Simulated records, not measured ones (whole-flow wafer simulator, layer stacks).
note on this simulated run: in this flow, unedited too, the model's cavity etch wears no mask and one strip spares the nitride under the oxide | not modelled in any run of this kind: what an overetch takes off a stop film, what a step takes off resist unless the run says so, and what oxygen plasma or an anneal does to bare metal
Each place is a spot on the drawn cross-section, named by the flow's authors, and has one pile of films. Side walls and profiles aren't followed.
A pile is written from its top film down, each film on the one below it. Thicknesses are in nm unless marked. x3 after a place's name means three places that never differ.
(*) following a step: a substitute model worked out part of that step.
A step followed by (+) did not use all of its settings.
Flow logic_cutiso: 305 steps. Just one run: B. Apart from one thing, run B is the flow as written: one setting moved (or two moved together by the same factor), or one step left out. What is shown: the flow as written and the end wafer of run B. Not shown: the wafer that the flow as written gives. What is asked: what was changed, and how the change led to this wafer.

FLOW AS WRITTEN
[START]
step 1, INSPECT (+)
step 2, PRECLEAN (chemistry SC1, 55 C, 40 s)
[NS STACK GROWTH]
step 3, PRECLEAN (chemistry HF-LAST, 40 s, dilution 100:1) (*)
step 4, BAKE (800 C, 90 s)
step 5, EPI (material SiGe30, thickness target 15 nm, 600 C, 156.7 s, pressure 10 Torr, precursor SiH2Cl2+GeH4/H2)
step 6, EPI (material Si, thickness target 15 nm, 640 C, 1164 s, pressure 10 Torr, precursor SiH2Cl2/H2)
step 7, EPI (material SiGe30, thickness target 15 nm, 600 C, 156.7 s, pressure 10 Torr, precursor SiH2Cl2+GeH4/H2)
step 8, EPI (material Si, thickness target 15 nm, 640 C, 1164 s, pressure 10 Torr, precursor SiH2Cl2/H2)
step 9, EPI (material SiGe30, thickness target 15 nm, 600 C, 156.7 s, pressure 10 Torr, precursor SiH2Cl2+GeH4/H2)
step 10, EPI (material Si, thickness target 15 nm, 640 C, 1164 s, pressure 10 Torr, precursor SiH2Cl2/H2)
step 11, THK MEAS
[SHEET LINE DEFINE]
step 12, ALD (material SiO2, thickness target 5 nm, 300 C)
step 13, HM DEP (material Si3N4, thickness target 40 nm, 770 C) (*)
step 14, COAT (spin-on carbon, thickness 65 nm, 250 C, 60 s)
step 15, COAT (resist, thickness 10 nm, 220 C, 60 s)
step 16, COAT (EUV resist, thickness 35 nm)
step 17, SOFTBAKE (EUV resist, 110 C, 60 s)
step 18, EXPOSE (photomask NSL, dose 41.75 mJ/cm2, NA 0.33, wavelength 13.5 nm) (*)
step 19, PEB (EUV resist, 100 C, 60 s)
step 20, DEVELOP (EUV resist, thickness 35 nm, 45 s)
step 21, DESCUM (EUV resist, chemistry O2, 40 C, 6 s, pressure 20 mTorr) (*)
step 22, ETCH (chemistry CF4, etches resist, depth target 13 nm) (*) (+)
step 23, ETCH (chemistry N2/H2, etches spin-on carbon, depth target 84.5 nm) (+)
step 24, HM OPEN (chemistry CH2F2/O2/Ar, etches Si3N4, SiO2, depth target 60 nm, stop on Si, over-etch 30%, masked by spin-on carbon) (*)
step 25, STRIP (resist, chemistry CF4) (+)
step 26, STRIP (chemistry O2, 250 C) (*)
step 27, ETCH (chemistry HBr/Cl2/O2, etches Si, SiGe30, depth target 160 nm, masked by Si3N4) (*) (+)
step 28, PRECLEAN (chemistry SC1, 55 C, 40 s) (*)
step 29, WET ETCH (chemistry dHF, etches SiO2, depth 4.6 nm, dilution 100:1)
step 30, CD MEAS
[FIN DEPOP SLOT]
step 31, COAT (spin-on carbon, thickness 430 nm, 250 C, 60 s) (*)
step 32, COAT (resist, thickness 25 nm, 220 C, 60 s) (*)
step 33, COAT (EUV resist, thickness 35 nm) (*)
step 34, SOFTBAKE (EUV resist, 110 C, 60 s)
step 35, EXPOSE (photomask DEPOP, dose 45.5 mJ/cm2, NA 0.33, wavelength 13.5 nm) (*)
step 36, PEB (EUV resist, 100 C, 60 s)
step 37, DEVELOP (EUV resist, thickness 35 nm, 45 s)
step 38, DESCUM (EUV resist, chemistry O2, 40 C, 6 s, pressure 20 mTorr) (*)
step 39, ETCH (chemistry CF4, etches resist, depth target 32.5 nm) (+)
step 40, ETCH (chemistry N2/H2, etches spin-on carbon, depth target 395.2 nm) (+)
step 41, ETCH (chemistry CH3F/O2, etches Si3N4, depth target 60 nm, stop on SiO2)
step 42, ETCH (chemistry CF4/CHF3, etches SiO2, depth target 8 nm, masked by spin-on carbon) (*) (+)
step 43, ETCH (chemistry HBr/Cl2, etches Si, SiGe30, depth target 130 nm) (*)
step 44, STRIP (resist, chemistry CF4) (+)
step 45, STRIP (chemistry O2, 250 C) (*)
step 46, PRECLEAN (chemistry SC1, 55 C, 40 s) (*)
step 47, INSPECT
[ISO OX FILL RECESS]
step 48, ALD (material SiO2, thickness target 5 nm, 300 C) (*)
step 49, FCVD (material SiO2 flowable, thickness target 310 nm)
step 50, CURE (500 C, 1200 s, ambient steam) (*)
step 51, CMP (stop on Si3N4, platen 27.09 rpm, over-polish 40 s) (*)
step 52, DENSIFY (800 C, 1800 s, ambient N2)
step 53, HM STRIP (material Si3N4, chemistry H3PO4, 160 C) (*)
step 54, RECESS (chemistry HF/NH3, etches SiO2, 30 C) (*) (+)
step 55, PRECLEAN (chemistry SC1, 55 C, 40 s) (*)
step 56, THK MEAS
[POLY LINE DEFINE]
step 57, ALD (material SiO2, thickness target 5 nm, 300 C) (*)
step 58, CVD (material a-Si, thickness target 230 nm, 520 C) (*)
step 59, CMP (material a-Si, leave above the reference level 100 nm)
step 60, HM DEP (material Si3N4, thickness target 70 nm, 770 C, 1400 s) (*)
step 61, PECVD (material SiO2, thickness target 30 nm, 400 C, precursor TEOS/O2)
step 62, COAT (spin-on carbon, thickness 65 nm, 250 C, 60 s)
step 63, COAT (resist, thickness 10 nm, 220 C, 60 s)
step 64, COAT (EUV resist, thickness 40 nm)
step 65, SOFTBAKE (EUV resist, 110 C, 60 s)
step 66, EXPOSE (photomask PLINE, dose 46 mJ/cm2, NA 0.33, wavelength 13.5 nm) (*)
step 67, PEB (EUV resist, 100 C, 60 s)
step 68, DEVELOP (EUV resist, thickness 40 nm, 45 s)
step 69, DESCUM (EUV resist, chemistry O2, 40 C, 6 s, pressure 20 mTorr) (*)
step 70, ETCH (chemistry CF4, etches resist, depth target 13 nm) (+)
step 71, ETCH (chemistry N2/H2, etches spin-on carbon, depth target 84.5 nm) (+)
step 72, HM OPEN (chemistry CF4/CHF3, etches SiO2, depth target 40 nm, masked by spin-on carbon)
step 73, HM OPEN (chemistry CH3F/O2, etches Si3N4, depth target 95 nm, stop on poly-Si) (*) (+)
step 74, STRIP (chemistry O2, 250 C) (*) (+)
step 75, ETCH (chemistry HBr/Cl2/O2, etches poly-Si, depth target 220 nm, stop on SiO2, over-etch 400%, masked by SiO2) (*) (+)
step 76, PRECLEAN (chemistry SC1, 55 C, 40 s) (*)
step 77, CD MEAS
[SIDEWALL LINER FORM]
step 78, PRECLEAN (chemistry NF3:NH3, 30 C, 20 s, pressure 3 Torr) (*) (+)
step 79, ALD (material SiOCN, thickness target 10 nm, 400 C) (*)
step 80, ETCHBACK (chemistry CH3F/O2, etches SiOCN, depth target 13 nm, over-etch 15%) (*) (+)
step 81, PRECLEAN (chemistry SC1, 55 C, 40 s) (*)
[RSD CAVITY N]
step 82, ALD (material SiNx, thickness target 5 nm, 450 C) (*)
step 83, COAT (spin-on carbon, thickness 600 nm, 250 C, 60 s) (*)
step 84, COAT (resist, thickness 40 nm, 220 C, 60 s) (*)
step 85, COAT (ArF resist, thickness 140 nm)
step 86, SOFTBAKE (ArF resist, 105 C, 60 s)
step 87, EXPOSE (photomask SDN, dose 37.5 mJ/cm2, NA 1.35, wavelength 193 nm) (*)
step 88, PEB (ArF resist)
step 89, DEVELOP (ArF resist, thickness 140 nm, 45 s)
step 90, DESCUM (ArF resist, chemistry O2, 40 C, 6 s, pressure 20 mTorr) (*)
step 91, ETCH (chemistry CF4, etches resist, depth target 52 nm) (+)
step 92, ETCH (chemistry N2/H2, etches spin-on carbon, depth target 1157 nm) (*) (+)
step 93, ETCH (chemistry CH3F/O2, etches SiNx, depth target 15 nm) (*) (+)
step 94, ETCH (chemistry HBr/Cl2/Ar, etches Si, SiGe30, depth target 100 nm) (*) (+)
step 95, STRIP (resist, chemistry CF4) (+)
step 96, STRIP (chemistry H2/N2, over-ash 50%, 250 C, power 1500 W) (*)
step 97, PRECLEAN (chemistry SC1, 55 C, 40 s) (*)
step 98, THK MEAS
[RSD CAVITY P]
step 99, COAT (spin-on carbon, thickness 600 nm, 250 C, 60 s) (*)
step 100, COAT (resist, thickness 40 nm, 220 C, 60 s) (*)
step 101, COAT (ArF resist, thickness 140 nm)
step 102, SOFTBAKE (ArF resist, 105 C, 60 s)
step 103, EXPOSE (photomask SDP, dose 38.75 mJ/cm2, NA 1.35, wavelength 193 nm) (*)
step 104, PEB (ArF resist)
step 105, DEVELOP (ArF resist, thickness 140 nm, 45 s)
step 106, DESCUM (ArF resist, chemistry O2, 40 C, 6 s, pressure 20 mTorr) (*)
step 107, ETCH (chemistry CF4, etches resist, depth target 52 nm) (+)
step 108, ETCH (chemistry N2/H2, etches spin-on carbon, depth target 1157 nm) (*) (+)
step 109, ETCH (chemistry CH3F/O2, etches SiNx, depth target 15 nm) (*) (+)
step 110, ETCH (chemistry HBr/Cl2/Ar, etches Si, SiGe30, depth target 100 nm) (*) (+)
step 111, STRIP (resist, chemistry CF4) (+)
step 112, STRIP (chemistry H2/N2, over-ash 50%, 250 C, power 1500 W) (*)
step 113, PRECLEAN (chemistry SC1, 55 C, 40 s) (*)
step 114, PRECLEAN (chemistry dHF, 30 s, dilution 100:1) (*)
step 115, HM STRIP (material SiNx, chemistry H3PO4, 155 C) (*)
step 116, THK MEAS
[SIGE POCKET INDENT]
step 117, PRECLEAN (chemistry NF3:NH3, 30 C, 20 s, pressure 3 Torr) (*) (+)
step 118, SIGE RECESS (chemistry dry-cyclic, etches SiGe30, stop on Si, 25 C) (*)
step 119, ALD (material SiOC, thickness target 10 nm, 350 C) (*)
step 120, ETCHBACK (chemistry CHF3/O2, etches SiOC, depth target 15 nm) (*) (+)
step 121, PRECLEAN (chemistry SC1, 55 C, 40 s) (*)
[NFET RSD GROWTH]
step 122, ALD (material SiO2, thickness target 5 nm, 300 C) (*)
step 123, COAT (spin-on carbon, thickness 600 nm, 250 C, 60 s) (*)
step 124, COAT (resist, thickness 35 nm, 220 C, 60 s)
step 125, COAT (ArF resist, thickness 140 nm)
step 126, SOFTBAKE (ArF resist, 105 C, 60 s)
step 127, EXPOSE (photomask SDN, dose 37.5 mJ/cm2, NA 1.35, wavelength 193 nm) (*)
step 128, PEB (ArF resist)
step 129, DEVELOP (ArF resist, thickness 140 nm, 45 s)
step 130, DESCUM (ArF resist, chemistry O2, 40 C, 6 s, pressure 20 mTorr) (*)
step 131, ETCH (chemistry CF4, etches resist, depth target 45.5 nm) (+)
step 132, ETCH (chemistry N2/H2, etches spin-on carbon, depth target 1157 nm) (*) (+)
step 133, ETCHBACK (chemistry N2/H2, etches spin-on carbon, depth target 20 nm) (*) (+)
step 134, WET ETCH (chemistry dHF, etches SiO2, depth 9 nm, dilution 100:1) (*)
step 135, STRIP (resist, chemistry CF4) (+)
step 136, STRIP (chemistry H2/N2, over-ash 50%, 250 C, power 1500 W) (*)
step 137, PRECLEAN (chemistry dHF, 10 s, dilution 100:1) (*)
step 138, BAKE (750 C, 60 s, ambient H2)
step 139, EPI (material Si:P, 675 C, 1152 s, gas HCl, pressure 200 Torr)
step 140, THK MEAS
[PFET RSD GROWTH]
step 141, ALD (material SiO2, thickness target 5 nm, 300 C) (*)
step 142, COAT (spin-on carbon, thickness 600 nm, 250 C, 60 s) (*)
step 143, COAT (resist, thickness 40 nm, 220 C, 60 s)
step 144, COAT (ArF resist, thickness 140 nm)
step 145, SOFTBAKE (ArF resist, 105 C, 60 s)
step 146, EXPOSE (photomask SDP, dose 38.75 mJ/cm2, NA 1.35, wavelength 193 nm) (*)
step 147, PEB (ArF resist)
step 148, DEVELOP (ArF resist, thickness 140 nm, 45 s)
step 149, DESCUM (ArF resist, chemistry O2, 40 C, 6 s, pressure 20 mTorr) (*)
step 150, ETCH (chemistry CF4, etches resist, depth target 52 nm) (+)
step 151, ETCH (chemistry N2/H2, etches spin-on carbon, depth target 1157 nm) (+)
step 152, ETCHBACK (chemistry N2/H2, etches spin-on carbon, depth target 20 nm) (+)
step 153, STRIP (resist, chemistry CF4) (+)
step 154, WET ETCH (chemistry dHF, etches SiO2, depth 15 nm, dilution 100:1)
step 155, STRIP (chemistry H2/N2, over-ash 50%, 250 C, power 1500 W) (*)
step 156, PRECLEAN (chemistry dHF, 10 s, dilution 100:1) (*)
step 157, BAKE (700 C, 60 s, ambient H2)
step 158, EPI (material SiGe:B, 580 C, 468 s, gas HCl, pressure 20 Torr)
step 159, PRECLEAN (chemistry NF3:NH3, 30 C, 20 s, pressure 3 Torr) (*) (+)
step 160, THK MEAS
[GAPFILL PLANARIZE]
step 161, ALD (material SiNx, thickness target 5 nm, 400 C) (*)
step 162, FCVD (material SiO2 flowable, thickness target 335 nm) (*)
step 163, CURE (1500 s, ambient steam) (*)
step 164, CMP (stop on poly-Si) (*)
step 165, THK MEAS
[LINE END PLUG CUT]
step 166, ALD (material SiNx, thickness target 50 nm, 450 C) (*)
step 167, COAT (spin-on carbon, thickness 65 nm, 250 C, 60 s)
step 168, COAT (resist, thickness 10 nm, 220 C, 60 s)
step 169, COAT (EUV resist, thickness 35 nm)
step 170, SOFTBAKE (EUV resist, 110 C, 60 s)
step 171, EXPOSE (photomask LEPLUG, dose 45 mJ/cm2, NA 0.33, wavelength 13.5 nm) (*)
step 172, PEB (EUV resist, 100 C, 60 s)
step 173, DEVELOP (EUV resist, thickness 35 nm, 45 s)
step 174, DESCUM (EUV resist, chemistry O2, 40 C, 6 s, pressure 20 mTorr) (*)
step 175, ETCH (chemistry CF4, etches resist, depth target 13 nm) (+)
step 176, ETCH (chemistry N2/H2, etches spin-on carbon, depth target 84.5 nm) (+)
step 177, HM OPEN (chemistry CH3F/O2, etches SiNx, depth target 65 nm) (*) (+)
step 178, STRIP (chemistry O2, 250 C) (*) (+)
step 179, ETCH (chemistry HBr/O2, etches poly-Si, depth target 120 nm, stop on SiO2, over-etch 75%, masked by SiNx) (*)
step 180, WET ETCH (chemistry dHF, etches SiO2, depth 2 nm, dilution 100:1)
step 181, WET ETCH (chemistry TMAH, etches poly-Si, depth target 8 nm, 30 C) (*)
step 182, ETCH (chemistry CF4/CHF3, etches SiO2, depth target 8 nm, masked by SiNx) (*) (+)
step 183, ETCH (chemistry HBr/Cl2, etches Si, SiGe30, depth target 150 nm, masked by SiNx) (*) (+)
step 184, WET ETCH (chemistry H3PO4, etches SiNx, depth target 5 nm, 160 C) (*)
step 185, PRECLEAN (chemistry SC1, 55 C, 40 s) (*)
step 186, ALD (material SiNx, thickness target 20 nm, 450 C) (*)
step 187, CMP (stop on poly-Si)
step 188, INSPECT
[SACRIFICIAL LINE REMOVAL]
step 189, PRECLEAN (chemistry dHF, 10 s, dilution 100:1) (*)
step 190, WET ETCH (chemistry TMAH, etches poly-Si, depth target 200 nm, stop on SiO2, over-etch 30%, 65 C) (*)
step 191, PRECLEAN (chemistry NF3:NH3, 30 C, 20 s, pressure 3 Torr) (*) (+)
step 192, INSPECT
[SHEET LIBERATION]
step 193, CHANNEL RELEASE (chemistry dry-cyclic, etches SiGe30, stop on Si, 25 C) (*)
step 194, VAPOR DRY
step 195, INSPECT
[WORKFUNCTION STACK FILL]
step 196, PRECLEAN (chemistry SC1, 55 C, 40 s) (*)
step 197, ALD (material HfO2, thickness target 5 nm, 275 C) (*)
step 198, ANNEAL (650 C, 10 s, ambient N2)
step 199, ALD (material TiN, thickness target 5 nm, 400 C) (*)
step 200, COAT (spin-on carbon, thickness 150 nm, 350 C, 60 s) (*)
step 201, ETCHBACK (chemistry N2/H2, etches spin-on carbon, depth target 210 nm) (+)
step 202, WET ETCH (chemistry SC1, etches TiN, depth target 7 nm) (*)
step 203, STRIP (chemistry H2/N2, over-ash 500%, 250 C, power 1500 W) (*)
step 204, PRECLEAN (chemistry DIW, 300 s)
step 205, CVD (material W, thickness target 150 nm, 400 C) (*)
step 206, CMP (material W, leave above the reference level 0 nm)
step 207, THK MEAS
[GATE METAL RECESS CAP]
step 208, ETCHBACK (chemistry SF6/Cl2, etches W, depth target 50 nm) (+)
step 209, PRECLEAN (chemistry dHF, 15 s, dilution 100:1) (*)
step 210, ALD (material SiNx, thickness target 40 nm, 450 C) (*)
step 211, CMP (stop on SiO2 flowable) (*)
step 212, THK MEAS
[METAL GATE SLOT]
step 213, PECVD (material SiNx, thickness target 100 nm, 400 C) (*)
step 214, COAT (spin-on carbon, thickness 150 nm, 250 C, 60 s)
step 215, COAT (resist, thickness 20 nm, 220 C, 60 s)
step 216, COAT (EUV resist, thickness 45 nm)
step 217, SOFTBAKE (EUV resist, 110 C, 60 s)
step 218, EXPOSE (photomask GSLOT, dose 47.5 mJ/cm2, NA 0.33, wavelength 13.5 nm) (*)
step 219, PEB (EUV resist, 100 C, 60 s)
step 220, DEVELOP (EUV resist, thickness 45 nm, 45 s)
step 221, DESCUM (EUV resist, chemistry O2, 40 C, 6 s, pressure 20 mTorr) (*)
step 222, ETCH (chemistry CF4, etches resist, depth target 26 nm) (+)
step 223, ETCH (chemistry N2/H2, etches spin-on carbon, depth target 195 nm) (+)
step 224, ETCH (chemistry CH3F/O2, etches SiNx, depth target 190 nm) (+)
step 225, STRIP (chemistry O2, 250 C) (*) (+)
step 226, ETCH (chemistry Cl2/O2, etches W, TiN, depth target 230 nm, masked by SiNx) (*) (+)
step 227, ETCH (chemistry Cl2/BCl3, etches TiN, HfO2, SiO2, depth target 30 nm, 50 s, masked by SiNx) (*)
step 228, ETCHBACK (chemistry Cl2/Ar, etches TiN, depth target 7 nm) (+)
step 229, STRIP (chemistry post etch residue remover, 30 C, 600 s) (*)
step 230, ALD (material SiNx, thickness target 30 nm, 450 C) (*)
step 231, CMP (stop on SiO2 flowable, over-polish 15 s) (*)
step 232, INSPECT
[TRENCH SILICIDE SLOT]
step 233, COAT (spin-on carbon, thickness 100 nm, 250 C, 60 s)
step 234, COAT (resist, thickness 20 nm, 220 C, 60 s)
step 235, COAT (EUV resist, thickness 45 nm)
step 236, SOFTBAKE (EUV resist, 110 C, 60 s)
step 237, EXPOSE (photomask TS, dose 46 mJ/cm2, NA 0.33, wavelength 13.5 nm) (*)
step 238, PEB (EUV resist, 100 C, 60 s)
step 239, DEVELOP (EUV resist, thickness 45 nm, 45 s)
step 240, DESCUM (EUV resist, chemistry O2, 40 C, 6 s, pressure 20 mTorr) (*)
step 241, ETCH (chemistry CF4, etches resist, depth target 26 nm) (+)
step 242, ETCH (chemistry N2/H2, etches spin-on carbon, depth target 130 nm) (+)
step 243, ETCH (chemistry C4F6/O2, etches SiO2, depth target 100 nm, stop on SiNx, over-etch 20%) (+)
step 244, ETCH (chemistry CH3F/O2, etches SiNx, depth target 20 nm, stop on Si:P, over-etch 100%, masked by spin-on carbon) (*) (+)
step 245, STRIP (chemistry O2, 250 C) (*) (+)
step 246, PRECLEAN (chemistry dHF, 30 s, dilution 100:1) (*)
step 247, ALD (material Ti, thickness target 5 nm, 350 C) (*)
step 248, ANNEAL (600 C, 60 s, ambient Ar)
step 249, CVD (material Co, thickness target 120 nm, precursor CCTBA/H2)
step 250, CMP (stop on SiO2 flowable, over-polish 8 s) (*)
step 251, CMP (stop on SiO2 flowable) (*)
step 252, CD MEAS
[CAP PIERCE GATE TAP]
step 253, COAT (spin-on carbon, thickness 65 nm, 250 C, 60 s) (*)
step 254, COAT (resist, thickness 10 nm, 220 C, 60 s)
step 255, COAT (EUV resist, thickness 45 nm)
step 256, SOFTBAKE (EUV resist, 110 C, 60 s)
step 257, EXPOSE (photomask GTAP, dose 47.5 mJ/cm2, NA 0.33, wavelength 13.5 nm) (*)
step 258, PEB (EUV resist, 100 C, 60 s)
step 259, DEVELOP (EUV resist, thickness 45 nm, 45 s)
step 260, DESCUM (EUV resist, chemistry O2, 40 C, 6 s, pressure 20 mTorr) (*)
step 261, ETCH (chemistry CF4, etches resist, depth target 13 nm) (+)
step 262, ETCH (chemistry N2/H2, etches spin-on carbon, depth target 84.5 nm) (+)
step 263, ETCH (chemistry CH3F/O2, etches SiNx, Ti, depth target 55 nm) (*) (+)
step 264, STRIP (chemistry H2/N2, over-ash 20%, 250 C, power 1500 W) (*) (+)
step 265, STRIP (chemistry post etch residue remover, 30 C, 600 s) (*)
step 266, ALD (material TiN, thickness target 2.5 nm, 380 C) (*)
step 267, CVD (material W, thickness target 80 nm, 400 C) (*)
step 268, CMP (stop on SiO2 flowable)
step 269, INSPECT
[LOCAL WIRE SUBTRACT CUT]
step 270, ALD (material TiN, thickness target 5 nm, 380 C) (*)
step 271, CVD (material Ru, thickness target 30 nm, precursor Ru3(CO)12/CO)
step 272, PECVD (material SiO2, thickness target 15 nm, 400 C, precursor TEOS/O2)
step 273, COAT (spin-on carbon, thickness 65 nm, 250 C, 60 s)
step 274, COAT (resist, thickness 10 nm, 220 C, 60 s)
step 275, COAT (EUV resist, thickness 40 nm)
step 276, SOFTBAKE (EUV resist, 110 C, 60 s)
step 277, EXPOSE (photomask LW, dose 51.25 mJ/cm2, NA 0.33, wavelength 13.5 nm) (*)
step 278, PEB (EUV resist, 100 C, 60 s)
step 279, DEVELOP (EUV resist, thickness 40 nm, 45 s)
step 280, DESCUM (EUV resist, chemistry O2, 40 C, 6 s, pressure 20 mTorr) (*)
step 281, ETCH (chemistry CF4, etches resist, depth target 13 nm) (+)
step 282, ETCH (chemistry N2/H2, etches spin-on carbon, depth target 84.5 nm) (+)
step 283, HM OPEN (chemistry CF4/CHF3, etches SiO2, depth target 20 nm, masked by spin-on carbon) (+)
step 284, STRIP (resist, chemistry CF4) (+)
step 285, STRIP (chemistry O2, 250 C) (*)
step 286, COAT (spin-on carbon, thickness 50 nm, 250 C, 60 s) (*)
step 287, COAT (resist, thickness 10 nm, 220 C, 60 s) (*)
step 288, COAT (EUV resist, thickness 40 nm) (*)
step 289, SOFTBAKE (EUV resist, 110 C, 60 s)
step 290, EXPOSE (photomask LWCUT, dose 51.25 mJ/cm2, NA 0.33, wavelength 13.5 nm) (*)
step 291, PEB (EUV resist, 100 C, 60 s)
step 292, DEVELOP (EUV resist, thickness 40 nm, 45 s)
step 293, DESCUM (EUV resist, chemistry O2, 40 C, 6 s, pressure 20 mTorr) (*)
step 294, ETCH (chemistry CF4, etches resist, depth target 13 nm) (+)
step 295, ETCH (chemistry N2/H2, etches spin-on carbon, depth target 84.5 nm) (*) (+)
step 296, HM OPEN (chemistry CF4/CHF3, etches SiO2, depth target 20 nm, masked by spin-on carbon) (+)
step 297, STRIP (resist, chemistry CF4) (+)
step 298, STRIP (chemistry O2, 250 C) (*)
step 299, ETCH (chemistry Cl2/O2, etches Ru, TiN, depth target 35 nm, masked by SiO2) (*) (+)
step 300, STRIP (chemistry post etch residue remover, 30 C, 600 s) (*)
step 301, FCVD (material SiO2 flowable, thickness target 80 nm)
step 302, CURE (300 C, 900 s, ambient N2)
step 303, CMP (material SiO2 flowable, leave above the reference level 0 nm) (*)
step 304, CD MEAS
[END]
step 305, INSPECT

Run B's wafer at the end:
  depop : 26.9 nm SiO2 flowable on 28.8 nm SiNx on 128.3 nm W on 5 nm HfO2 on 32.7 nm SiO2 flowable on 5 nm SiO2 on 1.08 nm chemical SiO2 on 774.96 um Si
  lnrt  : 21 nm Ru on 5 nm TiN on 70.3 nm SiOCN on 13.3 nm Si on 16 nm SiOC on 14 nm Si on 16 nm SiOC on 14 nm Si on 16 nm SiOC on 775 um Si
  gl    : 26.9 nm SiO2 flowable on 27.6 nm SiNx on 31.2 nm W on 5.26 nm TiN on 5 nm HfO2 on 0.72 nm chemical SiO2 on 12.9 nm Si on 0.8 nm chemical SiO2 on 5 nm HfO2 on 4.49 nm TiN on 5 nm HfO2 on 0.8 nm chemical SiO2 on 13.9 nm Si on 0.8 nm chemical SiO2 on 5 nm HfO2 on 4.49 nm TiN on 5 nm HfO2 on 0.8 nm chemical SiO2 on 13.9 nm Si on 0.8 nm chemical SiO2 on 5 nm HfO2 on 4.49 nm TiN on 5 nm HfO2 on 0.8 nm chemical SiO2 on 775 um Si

The reason: step 271, CVD: thickness target 21 nm was run, whereas the flow has thickness target 30 nm.
One can read it off the wafer: lnrt has Ru 21, and step 271 as written asks for 30 nm.

How this came from the change, step by step:
  step 271, CVD (material Ru, thickness target 30 nm, precursor Ru3(CO)12/CO)
      depop, dpovl, gfld and 19 more: +21 Ru (new film) (as written it would have been: +30 Ru (new film))
  step 299, ETCH (chemistry Cl2/O2, etches Ru, TiN, depth target 35 nm, masked by SiO2) (*) (+)
      depop, dpovl, gfld and 9 more: -20.6 Ru (all of it), -5 TiN (all of it), -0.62 SiNx (as written it would have been: -29.6 Ru (all of it), -5 TiN (all of it))
      iso, rsdx: -20.6 Ru (all of it), -5 TiN (all of it), -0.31 SiO2 flowable (as written it would have been: -29.6 Ru (all of it), -5 TiN (all of it))
      (as well as at 4 more places)
  step 301, FCVD (material SiO2 flowable, thickness target 80 nm)
      gfld, gl, glp, gxf, gxn, gxp, plug: +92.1 SiO2 flowable (new film) (as written it would have been: +94.4 SiO2 flowable (new film))
      lnrt, rsdn, rsdp, tap: +51.4 SiO2 flowable (new film) (as written it would have been: +45.3 SiO2 flowable (new film))
      (as well as at 6 more places)
  step 303, CMP (material SiO2 flowable, leave above the reference level 0 nm) (*)
      gfld, gl, glp and 10 more: -65.3 SiO2 flowable (as written it would have been: -59.2 SiO2 flowable)
      depop, dpovl, isow, ns, nsgap: -53.1 SiO2 flowable (as written it would have been: -44.7 SiO2 flowable)
      (as well as at 4 more places)
